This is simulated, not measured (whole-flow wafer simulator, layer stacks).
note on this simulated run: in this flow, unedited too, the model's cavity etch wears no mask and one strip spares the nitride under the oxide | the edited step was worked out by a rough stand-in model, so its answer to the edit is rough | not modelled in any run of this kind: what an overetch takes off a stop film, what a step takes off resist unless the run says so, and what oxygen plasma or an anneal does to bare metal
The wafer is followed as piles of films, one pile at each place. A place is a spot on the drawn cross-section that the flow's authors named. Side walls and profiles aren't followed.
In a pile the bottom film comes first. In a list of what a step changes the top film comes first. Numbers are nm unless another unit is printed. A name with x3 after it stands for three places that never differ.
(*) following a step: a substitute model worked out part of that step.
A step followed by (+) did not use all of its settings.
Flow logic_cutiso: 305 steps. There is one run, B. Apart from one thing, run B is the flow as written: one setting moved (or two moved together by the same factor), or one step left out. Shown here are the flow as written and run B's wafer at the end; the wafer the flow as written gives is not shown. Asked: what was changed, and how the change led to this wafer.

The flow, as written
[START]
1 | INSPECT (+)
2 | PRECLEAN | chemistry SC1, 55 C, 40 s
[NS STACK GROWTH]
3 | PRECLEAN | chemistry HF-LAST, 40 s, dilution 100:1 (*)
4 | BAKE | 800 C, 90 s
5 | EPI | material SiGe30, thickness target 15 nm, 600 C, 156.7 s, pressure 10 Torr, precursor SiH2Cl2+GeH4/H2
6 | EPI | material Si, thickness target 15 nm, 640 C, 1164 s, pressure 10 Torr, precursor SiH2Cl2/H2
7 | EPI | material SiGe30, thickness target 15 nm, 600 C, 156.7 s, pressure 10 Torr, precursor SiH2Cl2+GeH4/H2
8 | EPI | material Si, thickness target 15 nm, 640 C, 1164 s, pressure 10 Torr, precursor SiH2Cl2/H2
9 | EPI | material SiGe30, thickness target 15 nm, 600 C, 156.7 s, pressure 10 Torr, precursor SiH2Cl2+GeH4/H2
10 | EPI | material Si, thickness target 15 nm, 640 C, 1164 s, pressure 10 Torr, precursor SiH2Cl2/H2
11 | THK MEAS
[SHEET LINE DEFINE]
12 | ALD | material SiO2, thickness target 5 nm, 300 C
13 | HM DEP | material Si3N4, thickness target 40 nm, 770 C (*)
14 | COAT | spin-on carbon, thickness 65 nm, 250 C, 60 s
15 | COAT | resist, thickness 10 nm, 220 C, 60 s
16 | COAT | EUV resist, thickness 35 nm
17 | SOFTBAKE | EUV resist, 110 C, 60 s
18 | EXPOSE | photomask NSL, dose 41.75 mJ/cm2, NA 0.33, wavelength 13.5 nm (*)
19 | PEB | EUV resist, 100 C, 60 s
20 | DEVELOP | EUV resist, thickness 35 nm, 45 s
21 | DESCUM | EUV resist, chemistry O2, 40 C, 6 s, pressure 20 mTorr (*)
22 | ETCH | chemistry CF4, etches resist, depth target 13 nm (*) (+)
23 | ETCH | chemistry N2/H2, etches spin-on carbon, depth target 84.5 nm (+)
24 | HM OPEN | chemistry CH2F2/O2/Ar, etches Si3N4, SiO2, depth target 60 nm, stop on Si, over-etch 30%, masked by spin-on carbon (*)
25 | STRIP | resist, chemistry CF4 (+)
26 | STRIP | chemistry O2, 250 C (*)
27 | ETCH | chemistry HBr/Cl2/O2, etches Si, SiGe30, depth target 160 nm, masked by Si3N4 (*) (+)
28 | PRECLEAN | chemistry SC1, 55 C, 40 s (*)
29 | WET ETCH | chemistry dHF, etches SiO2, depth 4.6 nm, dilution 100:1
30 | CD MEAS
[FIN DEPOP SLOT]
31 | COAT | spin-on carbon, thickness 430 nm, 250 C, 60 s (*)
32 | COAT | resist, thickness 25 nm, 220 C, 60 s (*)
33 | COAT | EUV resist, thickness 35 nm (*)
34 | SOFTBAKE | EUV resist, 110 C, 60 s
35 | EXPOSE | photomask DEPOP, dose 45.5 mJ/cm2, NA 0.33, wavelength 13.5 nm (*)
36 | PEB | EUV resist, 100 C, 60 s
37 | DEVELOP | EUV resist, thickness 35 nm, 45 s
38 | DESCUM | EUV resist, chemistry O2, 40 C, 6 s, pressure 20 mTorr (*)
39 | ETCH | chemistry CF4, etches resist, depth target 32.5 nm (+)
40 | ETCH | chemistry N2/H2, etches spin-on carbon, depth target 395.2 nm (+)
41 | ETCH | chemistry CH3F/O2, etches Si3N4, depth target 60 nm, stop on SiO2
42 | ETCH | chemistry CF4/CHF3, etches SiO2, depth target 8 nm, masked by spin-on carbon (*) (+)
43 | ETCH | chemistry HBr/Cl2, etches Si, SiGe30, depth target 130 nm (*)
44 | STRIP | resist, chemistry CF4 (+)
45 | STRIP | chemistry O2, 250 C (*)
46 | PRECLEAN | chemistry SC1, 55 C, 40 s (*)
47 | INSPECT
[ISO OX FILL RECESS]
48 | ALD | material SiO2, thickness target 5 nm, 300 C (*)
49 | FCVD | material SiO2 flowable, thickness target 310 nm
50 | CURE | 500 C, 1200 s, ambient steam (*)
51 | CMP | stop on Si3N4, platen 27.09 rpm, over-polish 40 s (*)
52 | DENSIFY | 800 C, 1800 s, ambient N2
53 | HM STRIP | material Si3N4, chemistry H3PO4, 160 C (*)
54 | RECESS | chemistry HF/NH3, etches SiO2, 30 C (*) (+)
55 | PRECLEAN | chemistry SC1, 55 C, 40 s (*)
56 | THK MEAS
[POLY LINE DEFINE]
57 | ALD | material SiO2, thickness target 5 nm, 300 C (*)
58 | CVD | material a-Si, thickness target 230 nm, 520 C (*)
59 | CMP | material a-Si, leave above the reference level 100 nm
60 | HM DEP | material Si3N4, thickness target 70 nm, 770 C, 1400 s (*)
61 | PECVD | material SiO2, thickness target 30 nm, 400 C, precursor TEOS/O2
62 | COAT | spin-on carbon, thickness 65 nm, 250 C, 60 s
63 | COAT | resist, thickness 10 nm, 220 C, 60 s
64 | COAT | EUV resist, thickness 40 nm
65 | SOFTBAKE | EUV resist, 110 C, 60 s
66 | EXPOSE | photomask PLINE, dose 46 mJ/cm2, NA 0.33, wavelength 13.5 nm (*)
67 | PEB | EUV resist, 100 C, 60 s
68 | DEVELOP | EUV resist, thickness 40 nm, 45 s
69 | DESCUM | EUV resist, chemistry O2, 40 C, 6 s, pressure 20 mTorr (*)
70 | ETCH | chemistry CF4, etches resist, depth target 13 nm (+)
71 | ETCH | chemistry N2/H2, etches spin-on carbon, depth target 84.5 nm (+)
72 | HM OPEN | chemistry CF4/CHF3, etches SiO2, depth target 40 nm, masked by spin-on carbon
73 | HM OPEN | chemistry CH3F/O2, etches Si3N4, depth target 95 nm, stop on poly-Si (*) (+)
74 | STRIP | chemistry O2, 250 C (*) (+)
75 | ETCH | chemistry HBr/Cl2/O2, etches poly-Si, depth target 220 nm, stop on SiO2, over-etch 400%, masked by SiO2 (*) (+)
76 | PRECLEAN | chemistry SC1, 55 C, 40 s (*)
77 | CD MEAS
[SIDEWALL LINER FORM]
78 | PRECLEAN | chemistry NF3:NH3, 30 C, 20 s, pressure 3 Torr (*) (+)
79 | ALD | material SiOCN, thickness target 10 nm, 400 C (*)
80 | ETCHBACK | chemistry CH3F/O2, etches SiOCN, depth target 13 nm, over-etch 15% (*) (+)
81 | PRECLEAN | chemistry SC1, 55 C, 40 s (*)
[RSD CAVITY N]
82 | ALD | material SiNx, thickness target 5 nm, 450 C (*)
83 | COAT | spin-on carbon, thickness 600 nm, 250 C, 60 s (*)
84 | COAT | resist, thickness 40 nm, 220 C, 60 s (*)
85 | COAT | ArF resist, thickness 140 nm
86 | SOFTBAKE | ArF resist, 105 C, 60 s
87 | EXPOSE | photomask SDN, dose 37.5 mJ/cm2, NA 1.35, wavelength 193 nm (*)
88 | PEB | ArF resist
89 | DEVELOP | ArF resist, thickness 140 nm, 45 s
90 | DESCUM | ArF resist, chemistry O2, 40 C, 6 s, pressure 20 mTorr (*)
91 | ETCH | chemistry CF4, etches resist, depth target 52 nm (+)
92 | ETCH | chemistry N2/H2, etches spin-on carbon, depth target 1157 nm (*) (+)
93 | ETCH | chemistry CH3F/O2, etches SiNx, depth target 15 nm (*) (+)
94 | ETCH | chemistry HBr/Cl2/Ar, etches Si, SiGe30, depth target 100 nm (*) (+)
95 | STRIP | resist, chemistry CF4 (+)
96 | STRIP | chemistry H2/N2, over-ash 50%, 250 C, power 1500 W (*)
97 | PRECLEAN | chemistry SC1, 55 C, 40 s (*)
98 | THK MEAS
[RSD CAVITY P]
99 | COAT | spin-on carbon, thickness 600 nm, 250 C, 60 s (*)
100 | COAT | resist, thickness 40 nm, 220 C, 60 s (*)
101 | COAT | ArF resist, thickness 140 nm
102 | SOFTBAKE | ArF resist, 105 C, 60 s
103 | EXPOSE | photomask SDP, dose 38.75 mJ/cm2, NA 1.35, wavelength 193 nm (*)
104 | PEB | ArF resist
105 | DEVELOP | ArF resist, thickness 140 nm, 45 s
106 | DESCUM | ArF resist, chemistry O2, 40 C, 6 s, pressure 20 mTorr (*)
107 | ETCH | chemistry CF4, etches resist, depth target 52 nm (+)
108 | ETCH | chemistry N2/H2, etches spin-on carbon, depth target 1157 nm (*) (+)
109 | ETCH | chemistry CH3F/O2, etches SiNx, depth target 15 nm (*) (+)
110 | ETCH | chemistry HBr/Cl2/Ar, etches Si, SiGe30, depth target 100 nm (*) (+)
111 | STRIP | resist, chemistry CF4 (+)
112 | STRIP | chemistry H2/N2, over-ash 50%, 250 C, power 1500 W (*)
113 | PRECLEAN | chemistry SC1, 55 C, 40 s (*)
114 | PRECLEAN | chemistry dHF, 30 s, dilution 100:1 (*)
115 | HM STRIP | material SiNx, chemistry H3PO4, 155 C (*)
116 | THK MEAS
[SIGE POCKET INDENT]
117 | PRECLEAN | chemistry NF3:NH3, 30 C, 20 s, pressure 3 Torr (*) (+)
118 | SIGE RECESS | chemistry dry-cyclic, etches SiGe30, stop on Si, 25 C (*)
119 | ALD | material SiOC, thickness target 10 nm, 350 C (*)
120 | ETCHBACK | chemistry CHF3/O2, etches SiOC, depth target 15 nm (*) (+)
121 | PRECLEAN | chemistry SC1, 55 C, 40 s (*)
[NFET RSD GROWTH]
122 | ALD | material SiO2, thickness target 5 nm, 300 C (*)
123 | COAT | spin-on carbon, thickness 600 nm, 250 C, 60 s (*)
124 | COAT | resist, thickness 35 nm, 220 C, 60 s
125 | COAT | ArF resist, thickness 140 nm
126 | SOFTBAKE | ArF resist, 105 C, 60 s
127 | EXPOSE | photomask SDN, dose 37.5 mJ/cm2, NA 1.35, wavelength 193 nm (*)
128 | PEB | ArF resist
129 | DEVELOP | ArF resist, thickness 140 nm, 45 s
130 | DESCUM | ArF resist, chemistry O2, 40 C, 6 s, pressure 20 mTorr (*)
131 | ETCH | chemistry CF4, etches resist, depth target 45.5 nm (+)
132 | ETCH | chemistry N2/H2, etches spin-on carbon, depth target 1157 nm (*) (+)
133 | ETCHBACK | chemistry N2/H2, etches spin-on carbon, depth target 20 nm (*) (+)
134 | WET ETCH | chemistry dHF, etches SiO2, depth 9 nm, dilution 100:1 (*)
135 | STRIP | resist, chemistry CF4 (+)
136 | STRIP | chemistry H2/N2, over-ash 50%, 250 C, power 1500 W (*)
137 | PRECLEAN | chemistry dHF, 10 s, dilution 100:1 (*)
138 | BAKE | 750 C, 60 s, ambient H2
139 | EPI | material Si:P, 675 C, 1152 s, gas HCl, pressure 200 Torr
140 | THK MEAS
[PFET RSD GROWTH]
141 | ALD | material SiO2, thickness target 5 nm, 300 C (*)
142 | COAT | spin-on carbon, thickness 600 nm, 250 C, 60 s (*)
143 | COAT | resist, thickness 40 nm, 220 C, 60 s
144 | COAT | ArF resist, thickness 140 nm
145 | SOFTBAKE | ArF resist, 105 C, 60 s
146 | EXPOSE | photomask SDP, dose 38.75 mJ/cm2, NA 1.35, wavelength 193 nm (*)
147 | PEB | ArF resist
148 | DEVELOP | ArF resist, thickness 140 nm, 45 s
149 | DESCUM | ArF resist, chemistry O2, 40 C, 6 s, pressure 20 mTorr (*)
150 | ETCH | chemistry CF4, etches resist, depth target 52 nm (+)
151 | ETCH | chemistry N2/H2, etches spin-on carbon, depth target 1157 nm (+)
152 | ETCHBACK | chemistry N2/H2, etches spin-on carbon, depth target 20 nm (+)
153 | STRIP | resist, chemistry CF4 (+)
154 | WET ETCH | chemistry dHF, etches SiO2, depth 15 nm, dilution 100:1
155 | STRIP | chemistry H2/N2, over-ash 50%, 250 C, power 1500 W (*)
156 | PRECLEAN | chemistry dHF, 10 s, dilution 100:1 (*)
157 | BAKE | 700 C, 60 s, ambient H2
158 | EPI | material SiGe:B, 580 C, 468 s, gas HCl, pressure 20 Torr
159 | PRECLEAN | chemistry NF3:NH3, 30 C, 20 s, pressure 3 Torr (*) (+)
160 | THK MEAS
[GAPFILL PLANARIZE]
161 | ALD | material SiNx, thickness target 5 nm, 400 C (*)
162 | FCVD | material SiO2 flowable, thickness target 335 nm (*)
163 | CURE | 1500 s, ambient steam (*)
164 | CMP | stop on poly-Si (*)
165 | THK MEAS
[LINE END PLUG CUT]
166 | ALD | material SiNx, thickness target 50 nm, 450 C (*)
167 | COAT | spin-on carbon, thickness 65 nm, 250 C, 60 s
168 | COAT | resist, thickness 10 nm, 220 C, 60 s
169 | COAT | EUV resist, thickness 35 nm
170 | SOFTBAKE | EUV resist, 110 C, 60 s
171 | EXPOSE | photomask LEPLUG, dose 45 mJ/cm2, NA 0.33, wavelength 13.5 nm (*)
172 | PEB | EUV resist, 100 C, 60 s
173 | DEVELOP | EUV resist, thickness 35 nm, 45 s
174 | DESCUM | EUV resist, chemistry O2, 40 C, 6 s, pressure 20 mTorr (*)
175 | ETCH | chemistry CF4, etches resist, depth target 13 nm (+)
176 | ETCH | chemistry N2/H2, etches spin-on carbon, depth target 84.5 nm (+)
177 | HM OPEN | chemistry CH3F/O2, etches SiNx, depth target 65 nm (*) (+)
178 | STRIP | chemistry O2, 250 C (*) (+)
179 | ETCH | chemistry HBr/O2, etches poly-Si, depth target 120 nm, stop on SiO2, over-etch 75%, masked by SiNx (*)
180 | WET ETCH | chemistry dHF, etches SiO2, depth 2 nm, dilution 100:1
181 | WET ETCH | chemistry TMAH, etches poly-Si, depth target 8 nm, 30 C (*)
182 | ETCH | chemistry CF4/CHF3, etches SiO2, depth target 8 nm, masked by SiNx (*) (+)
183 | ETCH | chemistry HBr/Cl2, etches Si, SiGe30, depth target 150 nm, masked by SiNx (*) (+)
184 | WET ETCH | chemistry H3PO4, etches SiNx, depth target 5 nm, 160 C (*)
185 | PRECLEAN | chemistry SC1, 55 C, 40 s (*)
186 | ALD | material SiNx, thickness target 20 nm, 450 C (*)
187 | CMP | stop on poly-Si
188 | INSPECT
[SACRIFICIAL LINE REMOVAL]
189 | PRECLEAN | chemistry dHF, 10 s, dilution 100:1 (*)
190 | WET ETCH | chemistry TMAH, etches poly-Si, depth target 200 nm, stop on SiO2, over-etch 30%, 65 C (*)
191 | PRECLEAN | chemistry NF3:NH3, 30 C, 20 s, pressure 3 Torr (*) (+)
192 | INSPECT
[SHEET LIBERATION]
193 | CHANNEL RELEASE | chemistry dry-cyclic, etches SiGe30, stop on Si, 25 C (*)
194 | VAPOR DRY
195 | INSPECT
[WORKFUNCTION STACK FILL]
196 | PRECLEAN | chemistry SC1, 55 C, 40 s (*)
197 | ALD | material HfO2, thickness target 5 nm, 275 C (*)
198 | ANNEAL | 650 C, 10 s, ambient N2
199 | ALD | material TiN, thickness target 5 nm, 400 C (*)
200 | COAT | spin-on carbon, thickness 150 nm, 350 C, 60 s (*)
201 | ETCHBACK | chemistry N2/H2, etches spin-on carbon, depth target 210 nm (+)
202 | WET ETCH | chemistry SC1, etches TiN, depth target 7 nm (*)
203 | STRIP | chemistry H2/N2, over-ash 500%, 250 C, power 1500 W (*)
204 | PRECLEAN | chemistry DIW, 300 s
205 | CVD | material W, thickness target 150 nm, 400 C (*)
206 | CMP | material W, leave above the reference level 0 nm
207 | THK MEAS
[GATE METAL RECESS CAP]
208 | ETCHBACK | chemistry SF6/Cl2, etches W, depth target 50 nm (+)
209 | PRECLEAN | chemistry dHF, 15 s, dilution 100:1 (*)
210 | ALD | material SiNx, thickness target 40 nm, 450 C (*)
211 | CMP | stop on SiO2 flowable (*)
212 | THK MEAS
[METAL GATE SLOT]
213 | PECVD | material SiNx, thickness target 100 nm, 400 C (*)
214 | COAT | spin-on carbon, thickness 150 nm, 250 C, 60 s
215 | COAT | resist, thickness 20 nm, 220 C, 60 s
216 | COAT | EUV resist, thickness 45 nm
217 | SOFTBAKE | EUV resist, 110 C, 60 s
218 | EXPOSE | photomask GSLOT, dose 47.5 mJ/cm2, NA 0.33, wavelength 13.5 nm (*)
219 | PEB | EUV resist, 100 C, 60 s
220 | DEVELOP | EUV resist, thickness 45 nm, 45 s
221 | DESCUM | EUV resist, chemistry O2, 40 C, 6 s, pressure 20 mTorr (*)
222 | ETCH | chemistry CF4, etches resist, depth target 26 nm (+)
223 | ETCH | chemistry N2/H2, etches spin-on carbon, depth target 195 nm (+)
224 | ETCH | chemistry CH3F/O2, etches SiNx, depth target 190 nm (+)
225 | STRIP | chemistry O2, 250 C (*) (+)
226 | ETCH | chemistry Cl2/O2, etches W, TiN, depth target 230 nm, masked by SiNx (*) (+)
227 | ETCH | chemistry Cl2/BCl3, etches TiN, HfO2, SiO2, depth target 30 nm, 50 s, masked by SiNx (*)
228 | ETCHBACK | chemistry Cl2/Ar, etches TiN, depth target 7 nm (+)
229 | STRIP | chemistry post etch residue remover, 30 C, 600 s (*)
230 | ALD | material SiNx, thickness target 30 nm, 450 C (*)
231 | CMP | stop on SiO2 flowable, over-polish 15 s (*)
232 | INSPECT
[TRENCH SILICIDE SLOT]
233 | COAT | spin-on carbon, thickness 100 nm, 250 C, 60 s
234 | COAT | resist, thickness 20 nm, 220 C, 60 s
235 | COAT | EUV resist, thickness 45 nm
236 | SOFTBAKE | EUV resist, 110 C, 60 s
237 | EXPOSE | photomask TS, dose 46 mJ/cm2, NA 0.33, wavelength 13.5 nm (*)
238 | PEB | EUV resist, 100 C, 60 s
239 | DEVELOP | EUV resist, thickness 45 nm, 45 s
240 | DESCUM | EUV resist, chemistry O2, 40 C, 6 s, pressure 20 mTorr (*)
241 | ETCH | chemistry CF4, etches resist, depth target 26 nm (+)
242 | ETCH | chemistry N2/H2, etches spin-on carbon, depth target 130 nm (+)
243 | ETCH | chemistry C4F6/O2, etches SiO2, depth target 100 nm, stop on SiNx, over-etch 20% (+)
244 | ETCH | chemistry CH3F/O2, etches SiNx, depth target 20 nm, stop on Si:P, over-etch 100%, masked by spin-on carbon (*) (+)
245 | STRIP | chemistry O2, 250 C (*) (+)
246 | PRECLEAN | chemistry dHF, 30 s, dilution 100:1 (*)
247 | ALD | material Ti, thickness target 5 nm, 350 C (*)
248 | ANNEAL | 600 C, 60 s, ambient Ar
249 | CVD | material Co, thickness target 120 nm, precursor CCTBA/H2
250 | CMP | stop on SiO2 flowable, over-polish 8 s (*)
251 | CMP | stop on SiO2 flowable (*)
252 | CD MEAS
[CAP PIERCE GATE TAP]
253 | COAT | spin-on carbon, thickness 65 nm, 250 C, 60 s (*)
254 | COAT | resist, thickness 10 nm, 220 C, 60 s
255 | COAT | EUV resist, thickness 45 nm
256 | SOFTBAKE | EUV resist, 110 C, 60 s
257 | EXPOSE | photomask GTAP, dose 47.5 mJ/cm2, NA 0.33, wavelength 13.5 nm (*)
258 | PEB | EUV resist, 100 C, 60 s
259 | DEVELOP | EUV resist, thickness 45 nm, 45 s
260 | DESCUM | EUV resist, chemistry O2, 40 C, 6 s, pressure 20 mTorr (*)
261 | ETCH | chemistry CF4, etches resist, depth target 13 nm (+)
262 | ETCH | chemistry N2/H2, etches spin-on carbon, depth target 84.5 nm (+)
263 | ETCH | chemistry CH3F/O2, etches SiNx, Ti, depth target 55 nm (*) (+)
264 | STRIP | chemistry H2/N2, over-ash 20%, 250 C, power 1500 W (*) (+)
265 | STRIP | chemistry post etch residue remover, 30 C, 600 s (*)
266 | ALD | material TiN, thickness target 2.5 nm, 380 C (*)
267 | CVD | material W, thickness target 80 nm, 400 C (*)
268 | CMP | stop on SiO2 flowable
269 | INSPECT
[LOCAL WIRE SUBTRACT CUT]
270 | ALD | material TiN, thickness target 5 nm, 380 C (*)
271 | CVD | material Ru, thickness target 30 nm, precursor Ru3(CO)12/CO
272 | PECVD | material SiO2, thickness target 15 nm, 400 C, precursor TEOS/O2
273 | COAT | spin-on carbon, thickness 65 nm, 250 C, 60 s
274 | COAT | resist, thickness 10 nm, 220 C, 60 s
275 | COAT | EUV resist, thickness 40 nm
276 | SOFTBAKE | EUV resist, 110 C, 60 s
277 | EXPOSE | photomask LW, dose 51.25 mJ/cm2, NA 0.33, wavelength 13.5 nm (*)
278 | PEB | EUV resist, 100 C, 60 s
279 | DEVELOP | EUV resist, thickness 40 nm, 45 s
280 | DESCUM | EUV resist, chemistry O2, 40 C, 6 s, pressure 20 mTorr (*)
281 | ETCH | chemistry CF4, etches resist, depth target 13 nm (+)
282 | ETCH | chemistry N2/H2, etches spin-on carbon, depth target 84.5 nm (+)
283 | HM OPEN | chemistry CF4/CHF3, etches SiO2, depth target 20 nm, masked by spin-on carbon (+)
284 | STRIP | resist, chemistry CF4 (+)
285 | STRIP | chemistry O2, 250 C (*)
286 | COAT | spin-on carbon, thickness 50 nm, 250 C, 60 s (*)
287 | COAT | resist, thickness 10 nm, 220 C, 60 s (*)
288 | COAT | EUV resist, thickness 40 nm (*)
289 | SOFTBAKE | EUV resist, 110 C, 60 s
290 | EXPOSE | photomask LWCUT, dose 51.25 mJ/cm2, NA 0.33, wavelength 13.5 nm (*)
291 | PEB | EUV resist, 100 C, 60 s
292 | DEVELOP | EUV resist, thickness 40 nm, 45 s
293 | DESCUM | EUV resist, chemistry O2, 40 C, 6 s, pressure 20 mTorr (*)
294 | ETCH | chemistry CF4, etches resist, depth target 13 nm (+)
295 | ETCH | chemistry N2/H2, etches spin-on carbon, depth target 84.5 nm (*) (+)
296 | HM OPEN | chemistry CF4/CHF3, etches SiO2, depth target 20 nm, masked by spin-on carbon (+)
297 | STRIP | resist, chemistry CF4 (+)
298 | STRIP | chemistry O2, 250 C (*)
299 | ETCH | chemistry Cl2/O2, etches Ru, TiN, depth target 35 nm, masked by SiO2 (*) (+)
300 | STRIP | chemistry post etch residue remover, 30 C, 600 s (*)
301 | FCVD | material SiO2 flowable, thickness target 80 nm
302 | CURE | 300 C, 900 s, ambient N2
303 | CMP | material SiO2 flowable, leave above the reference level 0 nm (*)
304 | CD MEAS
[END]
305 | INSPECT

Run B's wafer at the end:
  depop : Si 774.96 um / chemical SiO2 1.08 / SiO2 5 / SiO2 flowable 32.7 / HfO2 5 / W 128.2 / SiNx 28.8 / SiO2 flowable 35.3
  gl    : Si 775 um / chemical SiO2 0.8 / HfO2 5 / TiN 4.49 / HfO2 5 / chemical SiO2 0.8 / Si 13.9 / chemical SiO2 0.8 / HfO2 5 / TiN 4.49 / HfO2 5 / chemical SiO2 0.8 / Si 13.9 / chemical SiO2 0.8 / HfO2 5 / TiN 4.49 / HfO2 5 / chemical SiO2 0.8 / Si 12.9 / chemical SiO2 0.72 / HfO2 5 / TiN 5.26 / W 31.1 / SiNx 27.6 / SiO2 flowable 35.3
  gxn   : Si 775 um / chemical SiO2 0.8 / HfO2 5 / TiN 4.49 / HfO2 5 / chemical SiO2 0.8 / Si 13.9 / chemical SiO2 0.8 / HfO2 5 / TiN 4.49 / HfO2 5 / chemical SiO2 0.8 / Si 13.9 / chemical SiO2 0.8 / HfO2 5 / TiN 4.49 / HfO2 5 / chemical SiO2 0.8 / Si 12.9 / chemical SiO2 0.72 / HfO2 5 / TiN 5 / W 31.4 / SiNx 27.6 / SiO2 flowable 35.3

What caused this: step 162, FCVD: thickness target 393.6 nm was run, though the flow has thickness target 335 nm.

How this came from the change, step by step:
  162 | FCVD | material SiO2 flowable, thickness target 335 nm (*)
      depop, dpovl, isow, ns, nsgap: SiO2 flowable gains 393.6 (new film) (in the flow as written it would be: SiO2 flowable gains 335 (new film))
      rsdn, rsdp, rsdw, rsdx: SiO2 flowable gains 482.5 (new film) (in the flow as written it would be: SiO2 flowable gains 423.9 (new film))
      (also at 13 further places)
  163 | CURE | 1500 s, ambient steam (*)
      depop, dpovl, isow, ns, nsgap: SiO2 flowable loses 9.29 (in the flow as written it would be: SiO2 flowable loses 8.24)
      gfld, iso, lnri: SiO2 flowable loses 8.56 (in the flow as written it would be: SiO2 flowable loses 7.46)
      (also at 14 further places)
  164 | CMP | stop on poly-Si (*)
      depop, dpovl, isow, ns, nsgap: SiO2 flowable loses 384.3 (all of it), SiNx loses 5 (all of it), SiO2 loses 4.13 (all of it), Si3N4 loses 70 (all of it) (in the flow as written it would be: SiO2 flowable loses 326.8 (all of it), SiNx loses 5 (all of it), SiO2 loses 4.13 (all of it), Si3N4 loses 70 (all of it))
      iso, rsdn, rsdp, rsdx: SiO2 flowable loses 388.5 (in the flow as written it would be: SiO2 flowable loses 331)
      (also at 13 further places)
  250 | CMP | stop on SiO2 flowable, over-polish 8 s (*)
      rsdx: Co loses 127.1 (in the flow as written it would be: Co loses 127.9 (all of it))
  251 | CMP | stop on SiO2 flowable (*)
      rsdx: Co loses 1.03 (all of it), Ti loses 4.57 (in the flow as written it would be: Ti loses 5 (all of it))
